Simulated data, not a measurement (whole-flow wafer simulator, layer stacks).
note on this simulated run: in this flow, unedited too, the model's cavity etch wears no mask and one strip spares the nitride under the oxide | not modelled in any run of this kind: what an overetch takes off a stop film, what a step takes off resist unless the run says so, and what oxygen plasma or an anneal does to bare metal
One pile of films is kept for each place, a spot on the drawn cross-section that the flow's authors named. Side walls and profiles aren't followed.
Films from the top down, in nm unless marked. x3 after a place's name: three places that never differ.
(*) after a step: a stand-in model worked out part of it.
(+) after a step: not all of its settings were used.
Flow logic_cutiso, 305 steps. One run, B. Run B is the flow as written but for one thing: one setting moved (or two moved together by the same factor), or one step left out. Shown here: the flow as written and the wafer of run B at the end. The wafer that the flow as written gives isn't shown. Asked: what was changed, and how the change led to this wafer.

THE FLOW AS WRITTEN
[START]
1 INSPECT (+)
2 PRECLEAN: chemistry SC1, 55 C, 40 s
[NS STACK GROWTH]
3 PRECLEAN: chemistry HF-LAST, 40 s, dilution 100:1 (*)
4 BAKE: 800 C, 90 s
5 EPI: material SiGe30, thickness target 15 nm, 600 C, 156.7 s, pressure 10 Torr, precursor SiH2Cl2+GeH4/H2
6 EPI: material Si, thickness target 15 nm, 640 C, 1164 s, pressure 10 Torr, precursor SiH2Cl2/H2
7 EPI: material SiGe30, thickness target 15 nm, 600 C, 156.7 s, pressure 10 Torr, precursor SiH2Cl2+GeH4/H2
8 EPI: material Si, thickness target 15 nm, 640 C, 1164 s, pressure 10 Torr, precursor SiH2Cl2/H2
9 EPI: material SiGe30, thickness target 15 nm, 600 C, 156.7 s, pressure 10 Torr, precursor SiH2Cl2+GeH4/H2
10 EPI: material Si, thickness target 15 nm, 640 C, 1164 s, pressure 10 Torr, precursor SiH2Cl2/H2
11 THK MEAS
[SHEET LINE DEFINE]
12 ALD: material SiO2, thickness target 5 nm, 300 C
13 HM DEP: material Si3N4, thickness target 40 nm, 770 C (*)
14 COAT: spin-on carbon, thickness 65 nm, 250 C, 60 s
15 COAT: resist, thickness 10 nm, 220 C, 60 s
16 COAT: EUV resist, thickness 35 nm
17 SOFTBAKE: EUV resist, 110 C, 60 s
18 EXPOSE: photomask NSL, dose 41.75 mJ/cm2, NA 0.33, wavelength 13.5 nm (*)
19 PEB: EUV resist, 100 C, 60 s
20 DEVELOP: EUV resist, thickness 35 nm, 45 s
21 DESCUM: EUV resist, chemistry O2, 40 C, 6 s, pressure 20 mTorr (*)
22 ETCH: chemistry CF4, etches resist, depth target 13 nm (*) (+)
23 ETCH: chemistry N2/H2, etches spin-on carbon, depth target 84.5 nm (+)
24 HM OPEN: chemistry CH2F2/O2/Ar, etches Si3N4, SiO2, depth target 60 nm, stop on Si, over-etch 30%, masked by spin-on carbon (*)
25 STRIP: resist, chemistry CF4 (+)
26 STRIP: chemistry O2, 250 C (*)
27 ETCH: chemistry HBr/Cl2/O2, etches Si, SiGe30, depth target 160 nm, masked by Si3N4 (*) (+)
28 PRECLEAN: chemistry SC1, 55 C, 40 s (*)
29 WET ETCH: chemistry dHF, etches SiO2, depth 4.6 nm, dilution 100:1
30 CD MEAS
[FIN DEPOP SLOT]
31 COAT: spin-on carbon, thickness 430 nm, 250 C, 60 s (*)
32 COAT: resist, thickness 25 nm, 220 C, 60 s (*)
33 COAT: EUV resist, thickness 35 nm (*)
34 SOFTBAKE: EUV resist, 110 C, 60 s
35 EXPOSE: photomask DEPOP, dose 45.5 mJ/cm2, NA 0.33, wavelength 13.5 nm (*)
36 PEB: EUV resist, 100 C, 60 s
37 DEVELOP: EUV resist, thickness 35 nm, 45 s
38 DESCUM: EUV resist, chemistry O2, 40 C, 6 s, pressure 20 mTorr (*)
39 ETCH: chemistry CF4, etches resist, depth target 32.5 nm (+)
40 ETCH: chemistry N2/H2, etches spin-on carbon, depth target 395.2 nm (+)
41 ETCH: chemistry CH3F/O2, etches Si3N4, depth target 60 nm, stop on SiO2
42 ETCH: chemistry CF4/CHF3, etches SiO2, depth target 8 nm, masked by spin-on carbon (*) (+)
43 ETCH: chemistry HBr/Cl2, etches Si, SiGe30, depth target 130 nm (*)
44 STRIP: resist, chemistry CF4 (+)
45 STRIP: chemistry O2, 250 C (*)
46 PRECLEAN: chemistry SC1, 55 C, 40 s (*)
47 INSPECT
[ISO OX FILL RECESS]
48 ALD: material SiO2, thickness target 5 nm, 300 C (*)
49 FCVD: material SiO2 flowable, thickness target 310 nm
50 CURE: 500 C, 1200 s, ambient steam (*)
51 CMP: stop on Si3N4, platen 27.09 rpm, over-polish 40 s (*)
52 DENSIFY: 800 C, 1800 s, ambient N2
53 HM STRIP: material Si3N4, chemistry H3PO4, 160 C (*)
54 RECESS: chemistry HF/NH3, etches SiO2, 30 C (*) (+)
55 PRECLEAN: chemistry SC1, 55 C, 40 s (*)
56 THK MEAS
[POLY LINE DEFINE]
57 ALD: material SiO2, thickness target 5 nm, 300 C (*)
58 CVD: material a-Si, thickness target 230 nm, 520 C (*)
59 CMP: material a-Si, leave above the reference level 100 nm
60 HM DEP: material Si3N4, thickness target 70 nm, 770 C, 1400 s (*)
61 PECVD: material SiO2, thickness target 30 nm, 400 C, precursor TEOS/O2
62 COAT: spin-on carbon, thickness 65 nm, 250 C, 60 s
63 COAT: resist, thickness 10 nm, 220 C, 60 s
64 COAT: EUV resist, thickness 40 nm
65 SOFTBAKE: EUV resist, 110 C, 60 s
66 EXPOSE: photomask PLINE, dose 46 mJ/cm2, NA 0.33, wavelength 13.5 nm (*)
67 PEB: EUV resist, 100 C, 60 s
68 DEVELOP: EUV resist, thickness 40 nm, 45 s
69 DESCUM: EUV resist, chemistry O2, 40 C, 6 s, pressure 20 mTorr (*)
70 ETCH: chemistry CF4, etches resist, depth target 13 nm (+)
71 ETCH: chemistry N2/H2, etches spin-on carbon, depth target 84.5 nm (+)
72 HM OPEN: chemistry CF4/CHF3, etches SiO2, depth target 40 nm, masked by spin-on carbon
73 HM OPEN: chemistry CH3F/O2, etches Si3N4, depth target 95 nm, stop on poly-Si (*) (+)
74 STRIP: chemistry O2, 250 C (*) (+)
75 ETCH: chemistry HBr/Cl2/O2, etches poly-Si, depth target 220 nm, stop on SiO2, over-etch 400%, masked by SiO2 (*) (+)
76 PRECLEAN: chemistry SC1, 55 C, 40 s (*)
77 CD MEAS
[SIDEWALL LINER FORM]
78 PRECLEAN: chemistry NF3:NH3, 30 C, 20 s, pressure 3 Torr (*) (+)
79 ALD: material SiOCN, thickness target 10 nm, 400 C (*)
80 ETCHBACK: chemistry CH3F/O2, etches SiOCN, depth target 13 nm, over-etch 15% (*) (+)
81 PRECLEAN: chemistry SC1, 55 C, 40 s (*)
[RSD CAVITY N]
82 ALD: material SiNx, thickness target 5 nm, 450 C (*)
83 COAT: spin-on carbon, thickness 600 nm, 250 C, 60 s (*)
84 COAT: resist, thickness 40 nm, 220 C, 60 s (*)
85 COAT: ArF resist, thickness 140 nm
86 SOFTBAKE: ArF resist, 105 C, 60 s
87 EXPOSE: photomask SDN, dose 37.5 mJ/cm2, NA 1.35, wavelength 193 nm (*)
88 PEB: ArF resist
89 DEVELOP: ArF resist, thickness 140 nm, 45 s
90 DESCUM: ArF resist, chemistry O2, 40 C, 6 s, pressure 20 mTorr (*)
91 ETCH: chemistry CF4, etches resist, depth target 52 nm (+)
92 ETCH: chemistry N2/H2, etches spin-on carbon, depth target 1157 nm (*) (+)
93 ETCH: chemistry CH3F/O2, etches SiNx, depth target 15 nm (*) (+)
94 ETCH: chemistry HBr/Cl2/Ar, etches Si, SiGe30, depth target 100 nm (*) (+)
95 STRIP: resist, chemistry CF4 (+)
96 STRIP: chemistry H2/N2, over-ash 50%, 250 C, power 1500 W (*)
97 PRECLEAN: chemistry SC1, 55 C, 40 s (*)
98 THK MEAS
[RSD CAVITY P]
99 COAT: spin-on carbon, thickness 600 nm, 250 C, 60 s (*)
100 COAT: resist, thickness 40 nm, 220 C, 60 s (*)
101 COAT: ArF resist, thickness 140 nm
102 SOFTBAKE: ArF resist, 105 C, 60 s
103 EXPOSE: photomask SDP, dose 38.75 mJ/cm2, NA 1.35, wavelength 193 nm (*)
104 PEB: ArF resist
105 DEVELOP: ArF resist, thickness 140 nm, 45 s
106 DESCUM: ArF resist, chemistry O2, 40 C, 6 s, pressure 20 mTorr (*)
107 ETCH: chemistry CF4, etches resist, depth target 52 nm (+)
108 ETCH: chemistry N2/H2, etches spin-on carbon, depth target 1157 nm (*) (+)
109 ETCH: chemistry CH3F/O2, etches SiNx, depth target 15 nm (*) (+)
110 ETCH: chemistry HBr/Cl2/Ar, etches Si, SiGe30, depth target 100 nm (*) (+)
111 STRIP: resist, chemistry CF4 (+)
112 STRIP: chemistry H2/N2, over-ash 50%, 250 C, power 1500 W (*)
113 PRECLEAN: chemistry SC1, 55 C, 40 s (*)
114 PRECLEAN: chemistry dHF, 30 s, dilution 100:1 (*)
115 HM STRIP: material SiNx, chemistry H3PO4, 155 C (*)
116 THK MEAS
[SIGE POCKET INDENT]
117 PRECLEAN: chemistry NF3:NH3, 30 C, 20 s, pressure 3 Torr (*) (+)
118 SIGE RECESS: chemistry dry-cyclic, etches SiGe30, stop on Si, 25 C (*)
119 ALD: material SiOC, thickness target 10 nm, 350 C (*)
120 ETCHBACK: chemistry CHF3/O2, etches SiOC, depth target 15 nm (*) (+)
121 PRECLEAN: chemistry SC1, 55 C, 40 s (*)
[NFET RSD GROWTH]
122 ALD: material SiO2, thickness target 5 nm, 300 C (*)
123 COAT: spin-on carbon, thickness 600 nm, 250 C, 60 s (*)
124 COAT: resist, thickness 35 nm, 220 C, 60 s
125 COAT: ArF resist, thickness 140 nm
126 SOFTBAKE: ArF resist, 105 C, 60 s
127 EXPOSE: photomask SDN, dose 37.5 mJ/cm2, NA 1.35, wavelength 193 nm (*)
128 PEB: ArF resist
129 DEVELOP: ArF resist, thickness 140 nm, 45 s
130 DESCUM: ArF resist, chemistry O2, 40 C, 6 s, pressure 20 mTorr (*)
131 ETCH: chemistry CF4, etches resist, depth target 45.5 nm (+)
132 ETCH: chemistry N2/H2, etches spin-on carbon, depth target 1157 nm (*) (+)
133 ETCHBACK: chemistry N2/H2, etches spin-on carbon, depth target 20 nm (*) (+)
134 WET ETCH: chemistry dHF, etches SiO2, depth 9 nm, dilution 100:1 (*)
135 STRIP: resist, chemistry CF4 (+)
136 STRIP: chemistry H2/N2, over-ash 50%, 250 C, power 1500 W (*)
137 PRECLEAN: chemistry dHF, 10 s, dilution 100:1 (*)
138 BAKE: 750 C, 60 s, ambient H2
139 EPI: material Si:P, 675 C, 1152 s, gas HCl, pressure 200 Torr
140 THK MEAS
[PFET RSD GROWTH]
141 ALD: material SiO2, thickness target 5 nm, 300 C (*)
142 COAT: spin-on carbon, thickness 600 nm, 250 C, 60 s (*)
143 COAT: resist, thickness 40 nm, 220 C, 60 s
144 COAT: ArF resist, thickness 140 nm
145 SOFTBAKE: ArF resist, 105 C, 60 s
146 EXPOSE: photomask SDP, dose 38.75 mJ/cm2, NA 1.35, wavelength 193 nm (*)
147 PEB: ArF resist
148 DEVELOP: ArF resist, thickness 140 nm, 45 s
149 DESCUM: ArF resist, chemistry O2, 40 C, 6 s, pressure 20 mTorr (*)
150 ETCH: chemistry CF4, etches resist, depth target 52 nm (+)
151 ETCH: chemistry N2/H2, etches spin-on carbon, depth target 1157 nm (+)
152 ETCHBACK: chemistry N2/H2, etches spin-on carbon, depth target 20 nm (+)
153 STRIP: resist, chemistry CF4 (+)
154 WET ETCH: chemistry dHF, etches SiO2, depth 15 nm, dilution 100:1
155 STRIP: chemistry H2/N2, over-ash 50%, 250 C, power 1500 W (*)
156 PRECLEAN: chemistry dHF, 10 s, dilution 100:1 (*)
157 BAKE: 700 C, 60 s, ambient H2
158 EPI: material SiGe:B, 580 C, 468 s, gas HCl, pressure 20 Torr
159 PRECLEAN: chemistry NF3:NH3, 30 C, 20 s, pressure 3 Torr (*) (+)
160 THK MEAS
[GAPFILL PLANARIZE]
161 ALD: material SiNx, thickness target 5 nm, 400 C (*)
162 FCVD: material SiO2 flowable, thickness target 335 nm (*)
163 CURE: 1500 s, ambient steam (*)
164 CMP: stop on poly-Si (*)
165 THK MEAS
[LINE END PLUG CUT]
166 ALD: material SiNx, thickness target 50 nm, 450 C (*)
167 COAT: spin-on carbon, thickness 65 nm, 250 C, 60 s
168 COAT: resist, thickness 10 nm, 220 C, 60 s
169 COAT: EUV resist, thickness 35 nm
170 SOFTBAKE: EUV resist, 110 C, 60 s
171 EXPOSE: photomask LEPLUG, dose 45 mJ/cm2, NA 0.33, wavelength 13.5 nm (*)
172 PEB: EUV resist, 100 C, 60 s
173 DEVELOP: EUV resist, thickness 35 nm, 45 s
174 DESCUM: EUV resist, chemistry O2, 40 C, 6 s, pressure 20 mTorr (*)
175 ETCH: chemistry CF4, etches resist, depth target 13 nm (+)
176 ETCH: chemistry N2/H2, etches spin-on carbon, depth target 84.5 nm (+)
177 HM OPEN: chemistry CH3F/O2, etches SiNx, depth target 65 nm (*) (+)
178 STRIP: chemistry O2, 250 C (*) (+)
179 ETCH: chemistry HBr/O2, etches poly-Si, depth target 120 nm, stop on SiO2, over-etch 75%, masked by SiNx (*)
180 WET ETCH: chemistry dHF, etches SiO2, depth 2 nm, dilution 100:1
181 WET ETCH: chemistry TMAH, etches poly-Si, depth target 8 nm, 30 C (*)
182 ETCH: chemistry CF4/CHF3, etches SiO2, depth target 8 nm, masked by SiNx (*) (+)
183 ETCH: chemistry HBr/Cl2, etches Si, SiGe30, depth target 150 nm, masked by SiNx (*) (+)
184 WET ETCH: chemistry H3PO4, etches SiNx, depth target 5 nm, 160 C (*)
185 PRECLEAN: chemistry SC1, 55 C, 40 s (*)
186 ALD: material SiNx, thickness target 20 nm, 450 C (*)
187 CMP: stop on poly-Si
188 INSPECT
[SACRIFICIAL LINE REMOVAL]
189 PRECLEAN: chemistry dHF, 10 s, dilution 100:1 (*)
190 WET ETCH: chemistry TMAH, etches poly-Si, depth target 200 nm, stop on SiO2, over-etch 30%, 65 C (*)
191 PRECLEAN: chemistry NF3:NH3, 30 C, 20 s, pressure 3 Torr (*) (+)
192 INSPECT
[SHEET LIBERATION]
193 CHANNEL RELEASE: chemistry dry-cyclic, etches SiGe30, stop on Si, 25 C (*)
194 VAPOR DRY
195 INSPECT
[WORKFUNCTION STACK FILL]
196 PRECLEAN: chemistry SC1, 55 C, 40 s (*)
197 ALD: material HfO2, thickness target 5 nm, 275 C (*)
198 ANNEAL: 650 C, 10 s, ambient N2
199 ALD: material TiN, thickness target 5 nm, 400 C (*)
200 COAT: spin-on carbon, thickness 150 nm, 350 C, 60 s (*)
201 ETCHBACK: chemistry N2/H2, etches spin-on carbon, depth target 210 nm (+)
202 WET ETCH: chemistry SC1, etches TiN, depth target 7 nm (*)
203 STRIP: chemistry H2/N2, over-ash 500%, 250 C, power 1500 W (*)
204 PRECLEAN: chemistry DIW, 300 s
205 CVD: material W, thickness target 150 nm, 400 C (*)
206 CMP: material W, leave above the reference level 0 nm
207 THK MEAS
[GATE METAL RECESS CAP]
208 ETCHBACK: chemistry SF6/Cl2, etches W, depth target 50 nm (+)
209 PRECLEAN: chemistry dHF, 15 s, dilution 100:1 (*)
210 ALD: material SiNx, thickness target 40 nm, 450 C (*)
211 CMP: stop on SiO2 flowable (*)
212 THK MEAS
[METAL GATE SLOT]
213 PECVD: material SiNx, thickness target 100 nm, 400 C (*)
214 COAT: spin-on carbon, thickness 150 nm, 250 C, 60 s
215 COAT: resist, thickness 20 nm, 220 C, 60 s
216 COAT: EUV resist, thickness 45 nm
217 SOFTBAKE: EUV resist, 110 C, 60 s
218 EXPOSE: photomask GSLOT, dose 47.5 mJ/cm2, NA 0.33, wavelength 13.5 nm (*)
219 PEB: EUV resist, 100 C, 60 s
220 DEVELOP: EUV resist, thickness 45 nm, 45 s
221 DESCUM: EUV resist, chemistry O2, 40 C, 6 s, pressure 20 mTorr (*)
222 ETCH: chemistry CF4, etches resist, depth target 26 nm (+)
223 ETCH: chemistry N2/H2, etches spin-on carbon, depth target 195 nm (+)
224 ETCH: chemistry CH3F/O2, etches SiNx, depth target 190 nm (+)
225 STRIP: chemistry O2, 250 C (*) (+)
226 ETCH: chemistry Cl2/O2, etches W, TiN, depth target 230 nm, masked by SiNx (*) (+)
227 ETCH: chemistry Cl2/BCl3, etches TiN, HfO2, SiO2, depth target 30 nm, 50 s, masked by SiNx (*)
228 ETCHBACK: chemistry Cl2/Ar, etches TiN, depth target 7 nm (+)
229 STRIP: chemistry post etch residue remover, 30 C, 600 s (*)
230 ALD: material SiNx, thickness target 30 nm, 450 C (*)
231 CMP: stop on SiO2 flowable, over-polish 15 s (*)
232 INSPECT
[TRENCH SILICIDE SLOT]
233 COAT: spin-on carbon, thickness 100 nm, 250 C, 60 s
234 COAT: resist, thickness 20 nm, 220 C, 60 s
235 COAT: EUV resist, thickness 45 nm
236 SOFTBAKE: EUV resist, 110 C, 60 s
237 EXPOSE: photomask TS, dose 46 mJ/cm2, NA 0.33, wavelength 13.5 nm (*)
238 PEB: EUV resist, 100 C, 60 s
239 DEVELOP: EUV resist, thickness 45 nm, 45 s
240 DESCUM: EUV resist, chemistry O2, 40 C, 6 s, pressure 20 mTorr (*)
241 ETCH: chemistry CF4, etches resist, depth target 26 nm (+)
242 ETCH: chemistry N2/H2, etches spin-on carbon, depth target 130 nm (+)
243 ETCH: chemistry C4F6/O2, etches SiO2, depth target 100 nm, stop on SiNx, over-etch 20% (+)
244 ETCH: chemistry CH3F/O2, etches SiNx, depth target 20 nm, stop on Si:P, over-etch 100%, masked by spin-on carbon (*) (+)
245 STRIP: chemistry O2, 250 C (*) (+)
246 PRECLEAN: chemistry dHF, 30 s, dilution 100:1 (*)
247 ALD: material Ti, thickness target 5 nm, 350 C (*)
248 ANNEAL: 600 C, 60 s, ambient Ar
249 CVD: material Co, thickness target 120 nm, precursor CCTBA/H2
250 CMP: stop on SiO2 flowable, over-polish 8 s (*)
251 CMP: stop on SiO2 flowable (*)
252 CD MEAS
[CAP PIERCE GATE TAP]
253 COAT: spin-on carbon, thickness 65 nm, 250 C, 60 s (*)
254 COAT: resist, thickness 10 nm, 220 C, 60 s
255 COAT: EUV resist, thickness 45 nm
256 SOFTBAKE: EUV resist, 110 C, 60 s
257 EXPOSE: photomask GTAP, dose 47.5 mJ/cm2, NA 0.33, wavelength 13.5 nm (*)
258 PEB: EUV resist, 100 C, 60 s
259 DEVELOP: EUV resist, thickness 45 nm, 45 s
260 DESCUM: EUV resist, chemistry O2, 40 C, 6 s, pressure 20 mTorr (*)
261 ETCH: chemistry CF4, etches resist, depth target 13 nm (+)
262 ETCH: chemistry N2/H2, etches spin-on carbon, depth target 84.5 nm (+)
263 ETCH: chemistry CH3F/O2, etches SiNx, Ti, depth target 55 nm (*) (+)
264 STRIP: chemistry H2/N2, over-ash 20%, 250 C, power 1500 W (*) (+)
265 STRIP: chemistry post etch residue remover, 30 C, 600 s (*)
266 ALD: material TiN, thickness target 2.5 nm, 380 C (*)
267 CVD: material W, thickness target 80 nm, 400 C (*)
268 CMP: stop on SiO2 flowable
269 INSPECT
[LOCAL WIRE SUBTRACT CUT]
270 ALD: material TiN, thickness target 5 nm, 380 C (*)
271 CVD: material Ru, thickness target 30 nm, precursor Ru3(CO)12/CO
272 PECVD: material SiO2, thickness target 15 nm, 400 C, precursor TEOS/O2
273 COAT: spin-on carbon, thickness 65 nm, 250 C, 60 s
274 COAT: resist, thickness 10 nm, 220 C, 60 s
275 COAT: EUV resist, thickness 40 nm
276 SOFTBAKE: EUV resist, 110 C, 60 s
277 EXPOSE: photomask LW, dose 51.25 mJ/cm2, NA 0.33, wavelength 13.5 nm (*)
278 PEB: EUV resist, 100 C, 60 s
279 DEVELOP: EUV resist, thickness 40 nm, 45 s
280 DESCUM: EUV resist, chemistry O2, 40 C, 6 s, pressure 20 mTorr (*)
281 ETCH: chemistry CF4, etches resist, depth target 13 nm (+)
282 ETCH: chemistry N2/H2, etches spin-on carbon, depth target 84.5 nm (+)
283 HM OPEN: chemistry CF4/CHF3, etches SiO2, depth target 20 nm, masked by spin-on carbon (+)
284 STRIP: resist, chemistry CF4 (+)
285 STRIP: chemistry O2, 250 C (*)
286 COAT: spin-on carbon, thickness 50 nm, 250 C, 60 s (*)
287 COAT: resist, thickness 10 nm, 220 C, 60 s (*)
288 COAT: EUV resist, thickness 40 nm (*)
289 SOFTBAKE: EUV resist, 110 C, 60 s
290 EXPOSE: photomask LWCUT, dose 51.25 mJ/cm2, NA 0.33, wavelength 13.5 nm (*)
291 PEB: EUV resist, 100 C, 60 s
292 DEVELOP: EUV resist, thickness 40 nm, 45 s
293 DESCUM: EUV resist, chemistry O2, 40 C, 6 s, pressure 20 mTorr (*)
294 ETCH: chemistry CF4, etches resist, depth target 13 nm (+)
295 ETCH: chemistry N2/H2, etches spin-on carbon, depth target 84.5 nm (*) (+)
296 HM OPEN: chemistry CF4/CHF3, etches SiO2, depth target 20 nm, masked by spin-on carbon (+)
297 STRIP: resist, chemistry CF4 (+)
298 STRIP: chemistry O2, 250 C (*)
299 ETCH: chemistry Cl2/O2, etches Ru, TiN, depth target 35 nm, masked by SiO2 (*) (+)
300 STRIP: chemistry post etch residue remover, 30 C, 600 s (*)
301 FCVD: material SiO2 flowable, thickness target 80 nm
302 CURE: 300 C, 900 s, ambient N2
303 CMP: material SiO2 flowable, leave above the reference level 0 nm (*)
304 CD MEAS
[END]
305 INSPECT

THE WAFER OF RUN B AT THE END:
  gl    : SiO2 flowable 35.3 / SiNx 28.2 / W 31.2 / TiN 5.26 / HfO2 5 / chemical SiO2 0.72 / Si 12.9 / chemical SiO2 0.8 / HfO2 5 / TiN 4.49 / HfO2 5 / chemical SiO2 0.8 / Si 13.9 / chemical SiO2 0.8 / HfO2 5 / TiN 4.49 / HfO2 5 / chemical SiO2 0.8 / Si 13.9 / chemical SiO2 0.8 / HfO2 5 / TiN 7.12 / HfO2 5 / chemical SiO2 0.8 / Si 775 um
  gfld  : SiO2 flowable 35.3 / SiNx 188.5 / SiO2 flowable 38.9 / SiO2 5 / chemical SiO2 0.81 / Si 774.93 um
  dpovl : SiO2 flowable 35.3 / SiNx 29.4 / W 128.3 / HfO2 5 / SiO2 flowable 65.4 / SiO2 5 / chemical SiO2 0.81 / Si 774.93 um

The cause: step 5, EPI: 184.1 s was run, where the flow has 156.7 s.

How the change led to this, step by step:
  5 EPI: material SiGe30, thickness target 15 nm, 600 C, 156.7 s, pressure 10 Torr, precursor SiH2Cl2+GeH4/H2
      depop, dpovl, gfld and 19 more: SiGe30 +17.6 (new film) (as written it would be: SiGe30 +15 (new film))
  27 ETCH: chemistry HBr/Cl2/O2, etches Si, SiGe30, depth target 160 nm, masked by Si3N4 (*) (+)
      gfld, gxf, iso, lnri: chemical SiO2 -0.79 (all of it), Si -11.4 (all of it), SiGe30 -15 (all of it), Si -15 (all of it), SiGe30 -15 (all of it), Si -15 (all of it), SiGe30 -17.6 (all of it), Si -71 (as written it would be: chemical SiO2 -0.79 (all of it), Si -11.4 (all of it), SiGe30 -15 (all of it), Si -15 (all of it), SiGe30 -15 (all of it), Si -15 (all of it), SiGe30 -15 (all of it), Si -73.6)
      dpovl, nsgap: chemical SiO2 -0.79 (all of it), Si -11.8 (all of it), SiGe30 -15 (all of it), Si -15 (all of it), SiGe30 -15 (all of it), Si -15 (all of it), SiGe30 -17.6 (all of it), Si -70.6 (as written it would be: chemical SiO2 -0.79 (all of it), Si -11.8 (all of it), SiGe30 -15 (all of it), Si -15 (all of it), SiGe30 -15 (all of it), Si -15 (all of it), SiGe30 -15 (all of it), Si -73.2)
      (and at 1 more place)
  43 ETCH: chemistry HBr/Cl2, etches Si, SiGe30, depth target 130 nm (*)
      depop: Si -14 (all of it), SiGe30 -15 (all of it), Si -15 (all of it), SiGe30 -15 (all of it), Si -15 (all of it), SiGe30 -17.6 (all of it), Si -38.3 (as written it would be: Si -14 (all of it), SiGe30 -15 (all of it), Si -15 (all of it), SiGe30 -15 (all of it), Si -15 (all of it), SiGe30 -15 (all of it), Si -41)
  94 ETCH: chemistry HBr/Cl2/Ar, etches Si, SiGe30, depth target 100 nm (*) (+)
      rsdn, rsdx: chemical SiO2 -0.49 (all of it), Si -12.8 (all of it), SiGe30 -15 (all of it), Si -15 (all of it), SiGe30 -15 (all of it), Si -15 (all of it), SiGe30 -17.6 (all of it), Si -9.54 (as written it would be: chemical SiO2 -0.49 (all of it), Si -12.8 (all of it), SiGe30 -15 (all of it), Si -15 (all of it), SiGe30 -15 (all of it), Si -15 (all of it), SiGe30 -15 (all of it), Si -12.2)
  110 ETCH: chemistry HBr/Cl2/Ar, etches Si, SiGe30, depth target 100 nm (*) (+)
      rsdp, rsdw: chemical SiO2 -0.49 (all of it), Si -12.8 (all of it), SiGe30 -15 (all of it), Si -15 (all of it), SiGe30 -15 (all of it), Si -15 (all of it), SiGe30 -17.6 (all of it), Si -9.54 (as written it would be: chemical SiO2 -0.49 (all of it), Si -12.8 (all of it), SiGe30 -15 (all of it), Si -15 (all of it), SiGe30 -15 (all of it), Si -15 (all of it), SiGe30 -15 (all of it), Si -12.2)
  118 SIGE RECESS: chemistry dry-cyclic, etches SiGe30, stop on Si, 25 C (*)
      lnr, lnrp, lnrt: SiOCN -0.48, Si -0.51, cavity +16 (new film), SiGe30 -15 (all of it), Si -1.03, cavity +16 (new film), SiGe30 -15 (all of it), Si -1.03, cavity +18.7 (new film), SiGe30 -17.6 (all of it), Si -0.51 (as written it would be: SiOCN -0.48, Si -0.51, cavity +16 (new film), SiGe30 -15 (all of it), Si -1.03, cavity +16 (new film), SiGe30 -15 (all of it), Si -1.03, cavity +16 (new film), SiGe30 -15 (all of it), Si -0.51)
  119 ALD: material SiOC, thickness target 10 nm, 350 C (*)
      lnr, lnrp, lnrt: SiOC +10 (new film), SiOC +16 (new film), cavity -16 (all of it), SiOC +16 (new film), cavity -16 (all of it), SiOC +18.7 (new film), cavity -18.7 (all of it) (as written it would be: SiOC +10 (new film), SiOC +16 (new film), cavity -16 (all of it), SiOC +16 (new film), cavity -16 (all of it), SiOC +16 (new film), cavity -16 (all of it))
  183 ETCH: chemistry HBr/Cl2, etches Si, SiGe30, depth target 150 nm, masked by SiNx (*) (+)
      plug: Si -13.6 (all of it), SiGe30 -15 (all of it), Si -15 (all of it), SiGe30 -15 (all of it), Si -15 (all of it), SiGe30 -17.6 (all of it), Si -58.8 (as written it would be: Si -13.6 (all of it), SiGe30 -15 (all of it), Si -15 (all of it), SiGe30 -15 (all of it), Si -15 (all of it), SiGe30 -15 (all of it), Si -61.4)
  193 CHANNEL RELEASE: chemistry dry-cyclic, etches SiGe30, stop on Si, 25 C (*)
      gl, glp, gxn, gxp, ns, tap: chemical SiO2 +0.8 (new film), Si -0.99, chemical SiO2 +0.8 (new film), cavity +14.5 (new film), chemical SiO2 +0.8 (new film), SiGe30 -15 (all of it), Si -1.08, chemical SiO2 +0.8 (new film), cavity +14.5 (new film), chemical SiO2 +0.8 (new film), SiGe30 -15 (all of it), Si -1.08, chemical SiO2 +0.8 (new film), cavity +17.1 (new film), chemical SiO2 +0.8 (new film), SiGe30 -17.6 (all of it), Si -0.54 (as written it would be: chemical SiO2 +0.8 (new film), Si -0.99, chemical SiO2 +0.8 (new film), cavity +14.5 (new film), chemical SiO2 +0.8 (new film), SiGe30 -15 (all of it), Si -1.08, chemical SiO2 +0.8 (new film), cavity +14.5 (new film), chemical SiO2 +0.8 (new film), SiGe30 -15 (all of it), Si -1.08, chemical SiO2 +0.8 (new film), cavity +14.5 (new film), chemical SiO2 +0.8 (new film), SiGe30 -15 (all of it), Si -0.54)
  199 ALD: material TiN, thickness target 5 nm, 400 C (*)
      gl, glp, tap: TiN +5.26 (new film), TiN +4.49 (new film), cavity -4.49 (all of it), TiN +4.49 (new film), cavity -4.49 (all of it), TiN +7.12 (new film), cavity -7.12 (all of it) (as written it would be: TiN +5.26 (new film), TiN +4.49 (new film), cavity -4.49 (all of it), TiN +4.49 (new film), cavity -4.49 (all of it), TiN +4.49 (new film), cavity -4.49 (all of it))
      gxn, gxp, ns: TiN +5 (new film), TiN +4.49 (new film), cavity -4.49 (all of it), TiN +4.49 (new film), cavity -4.49 (all of it), TiN +7.12 (new film), cavity -7.12 (all of it) (as written it would be: TiN +5 (new film), TiN +4.49 (new film), cavity -4.49 (all of it), TiN +4.49 (new film), cavity -4.49 (all of it), TiN +4.49 (new film), cavity -4.49 (all of it))
